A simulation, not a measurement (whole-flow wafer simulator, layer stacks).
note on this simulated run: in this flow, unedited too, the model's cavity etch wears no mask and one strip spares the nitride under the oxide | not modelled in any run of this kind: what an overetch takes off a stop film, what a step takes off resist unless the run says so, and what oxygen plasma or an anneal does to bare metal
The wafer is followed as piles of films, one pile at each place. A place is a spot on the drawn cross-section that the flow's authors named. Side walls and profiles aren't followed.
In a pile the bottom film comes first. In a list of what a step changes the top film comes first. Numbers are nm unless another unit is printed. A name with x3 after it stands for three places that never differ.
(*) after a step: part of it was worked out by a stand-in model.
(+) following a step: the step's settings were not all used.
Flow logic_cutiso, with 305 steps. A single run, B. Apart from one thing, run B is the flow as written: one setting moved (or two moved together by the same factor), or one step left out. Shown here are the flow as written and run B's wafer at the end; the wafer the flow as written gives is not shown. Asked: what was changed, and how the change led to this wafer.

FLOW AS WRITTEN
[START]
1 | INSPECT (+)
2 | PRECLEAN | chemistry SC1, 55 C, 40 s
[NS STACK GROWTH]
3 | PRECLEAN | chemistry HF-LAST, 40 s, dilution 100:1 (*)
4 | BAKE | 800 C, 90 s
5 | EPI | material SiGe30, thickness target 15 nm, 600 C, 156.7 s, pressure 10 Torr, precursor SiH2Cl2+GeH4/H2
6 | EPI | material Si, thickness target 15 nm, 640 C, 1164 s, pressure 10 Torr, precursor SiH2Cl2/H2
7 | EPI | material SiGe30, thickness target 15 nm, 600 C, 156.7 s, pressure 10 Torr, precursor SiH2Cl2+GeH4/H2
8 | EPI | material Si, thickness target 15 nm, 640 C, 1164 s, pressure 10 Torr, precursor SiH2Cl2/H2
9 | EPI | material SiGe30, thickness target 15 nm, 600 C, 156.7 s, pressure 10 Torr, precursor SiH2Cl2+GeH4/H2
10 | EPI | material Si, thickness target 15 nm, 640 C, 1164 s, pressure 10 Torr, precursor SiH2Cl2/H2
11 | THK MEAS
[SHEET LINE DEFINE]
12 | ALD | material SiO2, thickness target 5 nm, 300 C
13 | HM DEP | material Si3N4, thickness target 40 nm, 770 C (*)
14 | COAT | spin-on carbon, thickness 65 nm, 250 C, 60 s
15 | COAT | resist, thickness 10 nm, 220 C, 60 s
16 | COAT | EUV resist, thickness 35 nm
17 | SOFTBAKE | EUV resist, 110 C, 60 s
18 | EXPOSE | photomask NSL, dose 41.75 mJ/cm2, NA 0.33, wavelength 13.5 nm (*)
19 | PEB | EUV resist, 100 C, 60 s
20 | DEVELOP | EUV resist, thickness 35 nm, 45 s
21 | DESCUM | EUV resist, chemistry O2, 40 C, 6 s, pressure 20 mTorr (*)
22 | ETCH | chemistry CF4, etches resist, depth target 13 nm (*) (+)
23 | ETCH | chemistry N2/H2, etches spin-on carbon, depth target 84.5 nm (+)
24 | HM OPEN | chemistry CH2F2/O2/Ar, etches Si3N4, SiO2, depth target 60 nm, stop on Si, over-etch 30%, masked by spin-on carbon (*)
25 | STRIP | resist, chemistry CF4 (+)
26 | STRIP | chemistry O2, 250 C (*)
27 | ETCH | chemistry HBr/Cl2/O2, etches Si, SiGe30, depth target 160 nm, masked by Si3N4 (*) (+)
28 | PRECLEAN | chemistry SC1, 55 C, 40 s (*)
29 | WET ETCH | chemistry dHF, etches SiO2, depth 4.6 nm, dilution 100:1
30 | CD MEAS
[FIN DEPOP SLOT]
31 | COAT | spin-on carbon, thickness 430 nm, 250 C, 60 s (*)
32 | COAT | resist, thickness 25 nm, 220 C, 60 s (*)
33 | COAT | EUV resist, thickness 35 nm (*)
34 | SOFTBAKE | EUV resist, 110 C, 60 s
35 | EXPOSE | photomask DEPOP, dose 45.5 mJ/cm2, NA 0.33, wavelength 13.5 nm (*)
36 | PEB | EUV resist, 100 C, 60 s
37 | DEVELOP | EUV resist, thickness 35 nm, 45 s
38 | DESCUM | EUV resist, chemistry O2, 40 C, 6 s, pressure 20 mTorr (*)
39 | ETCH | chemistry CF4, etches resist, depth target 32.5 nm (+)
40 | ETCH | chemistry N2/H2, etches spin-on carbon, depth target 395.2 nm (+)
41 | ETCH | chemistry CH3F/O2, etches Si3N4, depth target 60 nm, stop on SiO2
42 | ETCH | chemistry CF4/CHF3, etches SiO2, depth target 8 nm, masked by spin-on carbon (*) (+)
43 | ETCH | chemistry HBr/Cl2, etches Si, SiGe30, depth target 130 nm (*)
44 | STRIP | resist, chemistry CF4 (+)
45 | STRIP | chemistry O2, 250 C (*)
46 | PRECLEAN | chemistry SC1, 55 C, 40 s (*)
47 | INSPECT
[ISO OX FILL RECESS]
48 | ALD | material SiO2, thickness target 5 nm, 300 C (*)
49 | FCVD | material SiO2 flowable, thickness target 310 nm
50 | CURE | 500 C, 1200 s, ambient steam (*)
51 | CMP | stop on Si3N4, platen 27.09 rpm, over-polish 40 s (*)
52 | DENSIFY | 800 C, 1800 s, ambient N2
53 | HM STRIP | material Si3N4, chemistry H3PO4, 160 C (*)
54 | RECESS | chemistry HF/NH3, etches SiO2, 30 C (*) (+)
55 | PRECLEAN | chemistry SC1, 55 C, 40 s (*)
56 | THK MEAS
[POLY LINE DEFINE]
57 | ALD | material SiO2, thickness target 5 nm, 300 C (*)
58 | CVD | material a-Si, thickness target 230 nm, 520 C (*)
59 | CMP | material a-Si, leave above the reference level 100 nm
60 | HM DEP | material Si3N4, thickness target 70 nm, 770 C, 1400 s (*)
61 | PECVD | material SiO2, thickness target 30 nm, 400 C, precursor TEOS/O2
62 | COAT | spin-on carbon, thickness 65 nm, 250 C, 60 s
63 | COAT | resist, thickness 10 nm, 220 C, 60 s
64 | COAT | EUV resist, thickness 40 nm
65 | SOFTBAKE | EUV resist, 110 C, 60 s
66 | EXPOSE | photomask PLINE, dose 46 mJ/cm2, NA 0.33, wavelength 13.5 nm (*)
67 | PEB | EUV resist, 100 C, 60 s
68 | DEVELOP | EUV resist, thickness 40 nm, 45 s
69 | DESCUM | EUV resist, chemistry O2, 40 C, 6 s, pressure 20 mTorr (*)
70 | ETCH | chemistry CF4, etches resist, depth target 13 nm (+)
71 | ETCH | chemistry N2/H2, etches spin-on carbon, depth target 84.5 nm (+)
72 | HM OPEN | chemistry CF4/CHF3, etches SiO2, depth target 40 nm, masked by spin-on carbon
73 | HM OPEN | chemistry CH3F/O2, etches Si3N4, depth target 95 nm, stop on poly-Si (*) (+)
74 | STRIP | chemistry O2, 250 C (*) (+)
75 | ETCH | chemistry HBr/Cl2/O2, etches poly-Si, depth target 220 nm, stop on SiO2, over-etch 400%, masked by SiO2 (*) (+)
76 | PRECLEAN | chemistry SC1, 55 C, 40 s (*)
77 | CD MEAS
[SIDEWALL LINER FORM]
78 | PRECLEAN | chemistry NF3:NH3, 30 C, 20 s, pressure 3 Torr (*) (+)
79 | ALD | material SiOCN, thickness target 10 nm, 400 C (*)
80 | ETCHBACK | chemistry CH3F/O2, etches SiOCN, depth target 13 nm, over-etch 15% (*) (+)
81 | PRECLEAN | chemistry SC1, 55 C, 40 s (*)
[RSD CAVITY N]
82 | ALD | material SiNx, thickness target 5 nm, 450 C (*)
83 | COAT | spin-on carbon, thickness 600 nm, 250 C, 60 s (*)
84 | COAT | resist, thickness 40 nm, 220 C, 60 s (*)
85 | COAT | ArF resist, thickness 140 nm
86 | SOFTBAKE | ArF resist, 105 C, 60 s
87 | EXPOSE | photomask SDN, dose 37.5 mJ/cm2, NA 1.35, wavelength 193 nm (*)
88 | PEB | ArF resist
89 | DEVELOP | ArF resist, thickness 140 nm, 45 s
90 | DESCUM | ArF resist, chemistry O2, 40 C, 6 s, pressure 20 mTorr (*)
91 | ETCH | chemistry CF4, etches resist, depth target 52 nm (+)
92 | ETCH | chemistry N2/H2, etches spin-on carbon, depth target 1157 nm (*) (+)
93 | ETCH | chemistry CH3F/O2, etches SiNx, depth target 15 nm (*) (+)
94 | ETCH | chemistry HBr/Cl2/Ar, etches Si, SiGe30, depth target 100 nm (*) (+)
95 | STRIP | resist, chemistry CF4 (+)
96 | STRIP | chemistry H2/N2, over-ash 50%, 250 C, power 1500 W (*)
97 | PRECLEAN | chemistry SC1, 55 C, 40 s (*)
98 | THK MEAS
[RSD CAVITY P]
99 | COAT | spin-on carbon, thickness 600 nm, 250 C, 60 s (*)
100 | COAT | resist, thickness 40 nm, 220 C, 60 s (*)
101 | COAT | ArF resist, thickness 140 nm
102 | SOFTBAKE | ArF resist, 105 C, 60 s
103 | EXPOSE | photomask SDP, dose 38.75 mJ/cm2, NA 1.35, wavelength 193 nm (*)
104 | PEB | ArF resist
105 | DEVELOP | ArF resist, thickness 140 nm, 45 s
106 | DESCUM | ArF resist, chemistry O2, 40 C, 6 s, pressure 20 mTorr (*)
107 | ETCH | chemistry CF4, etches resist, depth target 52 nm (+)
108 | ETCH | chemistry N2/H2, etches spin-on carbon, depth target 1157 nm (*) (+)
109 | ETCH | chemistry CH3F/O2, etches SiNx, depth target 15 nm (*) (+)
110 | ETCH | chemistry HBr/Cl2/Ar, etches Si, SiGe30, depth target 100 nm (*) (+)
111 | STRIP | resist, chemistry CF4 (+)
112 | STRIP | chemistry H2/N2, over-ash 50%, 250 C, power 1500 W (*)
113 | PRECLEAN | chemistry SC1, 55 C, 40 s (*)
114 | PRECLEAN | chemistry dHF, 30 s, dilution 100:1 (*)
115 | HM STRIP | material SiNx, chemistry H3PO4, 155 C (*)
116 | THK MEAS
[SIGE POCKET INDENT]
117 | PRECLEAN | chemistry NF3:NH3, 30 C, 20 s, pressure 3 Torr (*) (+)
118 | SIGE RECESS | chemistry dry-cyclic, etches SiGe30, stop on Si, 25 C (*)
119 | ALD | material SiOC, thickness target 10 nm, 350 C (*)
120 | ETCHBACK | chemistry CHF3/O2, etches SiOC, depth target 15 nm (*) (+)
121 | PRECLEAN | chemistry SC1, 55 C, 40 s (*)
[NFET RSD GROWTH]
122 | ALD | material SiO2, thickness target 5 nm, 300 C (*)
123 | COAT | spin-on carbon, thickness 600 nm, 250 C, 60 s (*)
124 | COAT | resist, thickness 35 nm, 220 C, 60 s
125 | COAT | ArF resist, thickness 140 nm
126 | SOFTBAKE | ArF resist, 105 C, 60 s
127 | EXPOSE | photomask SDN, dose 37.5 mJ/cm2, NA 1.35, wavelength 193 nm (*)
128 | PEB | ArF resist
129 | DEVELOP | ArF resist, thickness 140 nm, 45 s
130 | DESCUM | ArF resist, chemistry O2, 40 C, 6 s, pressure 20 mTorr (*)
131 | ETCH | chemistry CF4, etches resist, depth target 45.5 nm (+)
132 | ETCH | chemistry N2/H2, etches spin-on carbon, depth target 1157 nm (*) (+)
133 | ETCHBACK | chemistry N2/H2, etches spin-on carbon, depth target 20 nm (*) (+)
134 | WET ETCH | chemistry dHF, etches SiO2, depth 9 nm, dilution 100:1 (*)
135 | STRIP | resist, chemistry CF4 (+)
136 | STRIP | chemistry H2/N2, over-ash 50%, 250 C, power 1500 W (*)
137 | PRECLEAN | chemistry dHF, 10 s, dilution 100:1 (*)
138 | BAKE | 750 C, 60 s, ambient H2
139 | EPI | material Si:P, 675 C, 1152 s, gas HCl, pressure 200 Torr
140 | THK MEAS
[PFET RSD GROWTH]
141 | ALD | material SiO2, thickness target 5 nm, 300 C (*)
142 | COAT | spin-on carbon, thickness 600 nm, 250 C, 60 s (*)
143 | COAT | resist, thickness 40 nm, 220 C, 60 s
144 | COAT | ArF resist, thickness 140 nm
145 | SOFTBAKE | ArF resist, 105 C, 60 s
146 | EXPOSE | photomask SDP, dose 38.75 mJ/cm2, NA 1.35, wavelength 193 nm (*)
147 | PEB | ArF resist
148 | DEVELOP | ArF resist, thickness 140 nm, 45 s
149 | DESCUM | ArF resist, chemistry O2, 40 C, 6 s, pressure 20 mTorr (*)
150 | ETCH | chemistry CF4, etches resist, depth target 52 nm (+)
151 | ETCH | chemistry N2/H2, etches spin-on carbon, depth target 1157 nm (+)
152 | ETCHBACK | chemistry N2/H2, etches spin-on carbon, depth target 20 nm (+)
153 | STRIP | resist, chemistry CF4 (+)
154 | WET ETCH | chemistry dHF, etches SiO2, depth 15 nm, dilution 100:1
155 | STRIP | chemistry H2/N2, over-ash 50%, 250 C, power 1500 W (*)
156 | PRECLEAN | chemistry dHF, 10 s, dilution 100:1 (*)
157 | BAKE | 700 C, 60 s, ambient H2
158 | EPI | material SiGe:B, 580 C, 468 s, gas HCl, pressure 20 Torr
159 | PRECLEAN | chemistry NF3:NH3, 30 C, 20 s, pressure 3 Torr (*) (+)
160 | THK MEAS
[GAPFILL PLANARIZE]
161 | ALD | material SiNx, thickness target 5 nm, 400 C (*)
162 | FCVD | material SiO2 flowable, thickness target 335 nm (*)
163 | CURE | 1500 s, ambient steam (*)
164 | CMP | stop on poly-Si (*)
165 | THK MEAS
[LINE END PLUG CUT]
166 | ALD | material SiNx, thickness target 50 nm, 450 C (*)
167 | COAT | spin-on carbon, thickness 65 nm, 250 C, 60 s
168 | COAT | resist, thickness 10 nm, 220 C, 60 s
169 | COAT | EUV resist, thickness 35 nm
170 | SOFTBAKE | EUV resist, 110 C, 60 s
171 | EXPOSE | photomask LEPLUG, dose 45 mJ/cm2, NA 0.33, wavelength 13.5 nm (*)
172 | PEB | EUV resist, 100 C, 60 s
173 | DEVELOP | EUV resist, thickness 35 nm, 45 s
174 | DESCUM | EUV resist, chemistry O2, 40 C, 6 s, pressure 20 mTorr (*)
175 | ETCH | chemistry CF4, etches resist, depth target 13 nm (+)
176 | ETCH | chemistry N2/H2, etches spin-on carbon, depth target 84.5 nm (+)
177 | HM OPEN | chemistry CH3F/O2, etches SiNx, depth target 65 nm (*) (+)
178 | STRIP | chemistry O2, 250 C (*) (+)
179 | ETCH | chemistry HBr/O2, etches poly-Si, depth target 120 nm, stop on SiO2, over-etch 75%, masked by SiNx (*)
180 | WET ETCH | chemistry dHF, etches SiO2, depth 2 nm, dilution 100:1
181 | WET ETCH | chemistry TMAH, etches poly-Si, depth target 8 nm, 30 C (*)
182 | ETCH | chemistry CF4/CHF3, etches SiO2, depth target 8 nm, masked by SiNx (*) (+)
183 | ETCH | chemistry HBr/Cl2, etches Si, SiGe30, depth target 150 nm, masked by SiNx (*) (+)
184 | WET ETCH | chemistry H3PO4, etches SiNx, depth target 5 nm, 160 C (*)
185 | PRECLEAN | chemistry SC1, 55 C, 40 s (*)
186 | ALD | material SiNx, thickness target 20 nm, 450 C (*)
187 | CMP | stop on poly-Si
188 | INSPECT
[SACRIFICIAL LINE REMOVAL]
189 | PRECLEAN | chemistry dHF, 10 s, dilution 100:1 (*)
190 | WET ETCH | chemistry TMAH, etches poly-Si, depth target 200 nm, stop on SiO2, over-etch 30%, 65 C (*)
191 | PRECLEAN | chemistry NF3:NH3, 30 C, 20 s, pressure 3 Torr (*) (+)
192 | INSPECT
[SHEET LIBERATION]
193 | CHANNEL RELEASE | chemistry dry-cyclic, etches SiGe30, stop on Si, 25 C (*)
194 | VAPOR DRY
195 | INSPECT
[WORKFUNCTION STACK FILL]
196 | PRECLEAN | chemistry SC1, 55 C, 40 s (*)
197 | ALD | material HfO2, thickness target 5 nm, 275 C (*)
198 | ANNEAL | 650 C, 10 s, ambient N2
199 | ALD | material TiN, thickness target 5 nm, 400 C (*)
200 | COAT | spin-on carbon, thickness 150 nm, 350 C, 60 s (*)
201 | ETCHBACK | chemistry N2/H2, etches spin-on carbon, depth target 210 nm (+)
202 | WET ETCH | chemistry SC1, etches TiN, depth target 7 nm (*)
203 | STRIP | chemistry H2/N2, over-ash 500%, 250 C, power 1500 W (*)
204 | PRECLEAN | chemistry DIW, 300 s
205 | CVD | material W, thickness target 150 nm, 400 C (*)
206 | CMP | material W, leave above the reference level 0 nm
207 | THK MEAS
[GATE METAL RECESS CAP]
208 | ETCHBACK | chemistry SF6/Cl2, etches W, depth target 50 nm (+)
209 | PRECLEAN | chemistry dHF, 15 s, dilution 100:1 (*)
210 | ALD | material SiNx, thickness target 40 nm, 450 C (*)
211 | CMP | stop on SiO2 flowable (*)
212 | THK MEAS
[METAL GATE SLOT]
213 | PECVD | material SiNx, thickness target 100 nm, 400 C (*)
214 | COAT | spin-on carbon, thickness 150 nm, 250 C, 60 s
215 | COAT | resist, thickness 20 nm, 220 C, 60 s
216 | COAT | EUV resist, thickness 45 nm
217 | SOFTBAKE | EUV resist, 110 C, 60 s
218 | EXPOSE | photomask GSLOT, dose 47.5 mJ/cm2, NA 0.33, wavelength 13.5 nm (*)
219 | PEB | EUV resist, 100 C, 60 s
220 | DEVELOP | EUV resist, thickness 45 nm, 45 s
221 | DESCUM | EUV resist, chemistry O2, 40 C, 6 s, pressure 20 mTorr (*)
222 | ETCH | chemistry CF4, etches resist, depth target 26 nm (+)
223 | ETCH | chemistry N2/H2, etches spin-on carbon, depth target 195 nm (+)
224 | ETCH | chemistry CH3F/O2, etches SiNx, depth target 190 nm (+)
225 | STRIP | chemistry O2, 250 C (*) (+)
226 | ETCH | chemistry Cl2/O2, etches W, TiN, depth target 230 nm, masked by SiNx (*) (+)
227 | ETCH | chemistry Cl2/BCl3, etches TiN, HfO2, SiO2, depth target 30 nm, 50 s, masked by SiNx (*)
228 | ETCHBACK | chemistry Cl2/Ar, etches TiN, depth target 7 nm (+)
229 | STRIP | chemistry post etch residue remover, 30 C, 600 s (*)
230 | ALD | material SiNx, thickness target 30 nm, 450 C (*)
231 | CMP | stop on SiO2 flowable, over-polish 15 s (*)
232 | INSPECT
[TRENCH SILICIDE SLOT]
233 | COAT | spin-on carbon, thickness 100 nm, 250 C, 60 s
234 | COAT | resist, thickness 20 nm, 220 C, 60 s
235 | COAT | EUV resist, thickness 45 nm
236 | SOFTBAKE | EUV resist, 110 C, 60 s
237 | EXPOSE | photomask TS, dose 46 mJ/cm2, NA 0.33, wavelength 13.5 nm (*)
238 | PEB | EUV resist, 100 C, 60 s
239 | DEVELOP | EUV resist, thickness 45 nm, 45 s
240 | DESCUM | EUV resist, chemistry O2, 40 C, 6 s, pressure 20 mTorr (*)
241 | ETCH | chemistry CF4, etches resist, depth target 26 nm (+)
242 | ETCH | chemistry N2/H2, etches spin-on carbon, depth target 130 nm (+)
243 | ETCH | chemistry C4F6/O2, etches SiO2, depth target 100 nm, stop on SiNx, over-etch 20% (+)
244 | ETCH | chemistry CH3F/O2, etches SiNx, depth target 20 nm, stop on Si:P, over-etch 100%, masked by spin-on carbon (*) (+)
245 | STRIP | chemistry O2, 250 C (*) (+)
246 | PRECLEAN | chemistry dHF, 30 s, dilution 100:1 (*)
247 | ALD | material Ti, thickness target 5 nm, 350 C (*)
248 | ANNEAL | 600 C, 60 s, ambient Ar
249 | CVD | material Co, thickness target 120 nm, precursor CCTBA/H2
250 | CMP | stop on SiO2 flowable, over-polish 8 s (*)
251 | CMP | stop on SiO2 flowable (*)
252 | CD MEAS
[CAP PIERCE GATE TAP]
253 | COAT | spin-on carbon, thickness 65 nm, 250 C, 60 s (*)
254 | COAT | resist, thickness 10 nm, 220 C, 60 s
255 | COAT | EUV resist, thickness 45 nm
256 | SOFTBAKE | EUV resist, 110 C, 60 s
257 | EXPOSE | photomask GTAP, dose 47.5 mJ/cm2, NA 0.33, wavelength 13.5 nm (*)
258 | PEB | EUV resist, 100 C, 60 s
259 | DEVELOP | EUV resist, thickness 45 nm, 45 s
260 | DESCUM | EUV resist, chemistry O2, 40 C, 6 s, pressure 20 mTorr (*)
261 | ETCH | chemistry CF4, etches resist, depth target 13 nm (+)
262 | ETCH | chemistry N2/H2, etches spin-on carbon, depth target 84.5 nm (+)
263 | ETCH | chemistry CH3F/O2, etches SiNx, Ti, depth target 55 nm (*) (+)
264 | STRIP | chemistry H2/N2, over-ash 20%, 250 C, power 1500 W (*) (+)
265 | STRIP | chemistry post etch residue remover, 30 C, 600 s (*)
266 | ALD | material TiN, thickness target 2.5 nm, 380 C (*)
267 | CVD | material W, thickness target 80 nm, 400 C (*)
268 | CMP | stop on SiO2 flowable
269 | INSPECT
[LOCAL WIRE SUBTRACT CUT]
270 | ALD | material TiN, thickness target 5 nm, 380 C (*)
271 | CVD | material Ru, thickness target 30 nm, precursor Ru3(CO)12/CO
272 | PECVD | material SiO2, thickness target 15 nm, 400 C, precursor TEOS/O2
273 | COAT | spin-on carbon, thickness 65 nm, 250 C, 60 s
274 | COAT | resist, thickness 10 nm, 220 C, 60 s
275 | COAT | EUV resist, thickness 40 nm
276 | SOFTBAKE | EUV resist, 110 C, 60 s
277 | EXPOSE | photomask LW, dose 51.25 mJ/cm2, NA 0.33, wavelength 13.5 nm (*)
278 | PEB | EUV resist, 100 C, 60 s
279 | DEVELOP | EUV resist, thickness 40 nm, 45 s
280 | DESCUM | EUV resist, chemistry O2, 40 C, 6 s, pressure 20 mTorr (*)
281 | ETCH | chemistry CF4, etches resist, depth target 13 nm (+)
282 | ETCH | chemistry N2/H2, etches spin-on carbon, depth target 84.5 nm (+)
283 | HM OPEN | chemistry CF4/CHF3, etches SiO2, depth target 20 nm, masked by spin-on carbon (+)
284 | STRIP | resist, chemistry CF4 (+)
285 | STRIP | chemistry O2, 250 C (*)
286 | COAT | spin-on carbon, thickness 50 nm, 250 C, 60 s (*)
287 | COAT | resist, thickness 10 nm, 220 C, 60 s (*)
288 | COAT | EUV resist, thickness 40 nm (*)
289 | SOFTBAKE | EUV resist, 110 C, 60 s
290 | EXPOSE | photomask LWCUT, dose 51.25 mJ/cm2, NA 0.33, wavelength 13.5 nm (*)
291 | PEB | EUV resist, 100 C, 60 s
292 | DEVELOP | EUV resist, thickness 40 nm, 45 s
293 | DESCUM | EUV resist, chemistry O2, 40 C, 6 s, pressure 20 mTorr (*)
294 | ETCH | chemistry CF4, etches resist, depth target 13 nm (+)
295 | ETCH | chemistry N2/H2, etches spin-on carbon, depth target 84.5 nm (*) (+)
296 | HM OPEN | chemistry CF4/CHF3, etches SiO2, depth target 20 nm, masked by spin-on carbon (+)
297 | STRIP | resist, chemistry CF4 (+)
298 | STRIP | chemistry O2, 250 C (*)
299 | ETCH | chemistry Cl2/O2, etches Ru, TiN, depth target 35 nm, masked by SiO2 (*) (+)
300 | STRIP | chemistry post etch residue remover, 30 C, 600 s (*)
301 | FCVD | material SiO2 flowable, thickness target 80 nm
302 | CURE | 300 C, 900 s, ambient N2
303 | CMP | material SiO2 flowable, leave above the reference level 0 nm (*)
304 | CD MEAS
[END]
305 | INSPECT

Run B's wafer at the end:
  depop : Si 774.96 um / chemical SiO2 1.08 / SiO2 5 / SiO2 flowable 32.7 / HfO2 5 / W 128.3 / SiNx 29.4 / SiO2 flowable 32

What caused this: step 301, FCVD: thickness target 32 nm was run, whereas the flow has thickness target 80 nm.

How this came from the change, step by step:
  301 | FCVD | material SiO2 flowable, thickness target 80 nm
      depop, dpovl, isow, ns, nsgap: SiO2 flowable gains 32 (new film) (in the flow as written it would be: SiO2 flowable gains 80 (new film))
      gfld: SiO2 flowable gains 38 (new film) (in the flow as written it would be: SiO2 flowable gains 94.4 (new film))
      (and at 16 other places as well)
  303 | CMP | material SiO2 flowable, leave above the reference level 0 nm (*)
      depop, dpovl, isow, ns, nsgap: nothing (in the flow as written it would be: SiO2 flowable loses 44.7)
      glp, rsdw: SiO2 flowable loses 13 (in the flow as written it would be: SiO2 flowable loses 59.2)
      (and at 15 other places as well)
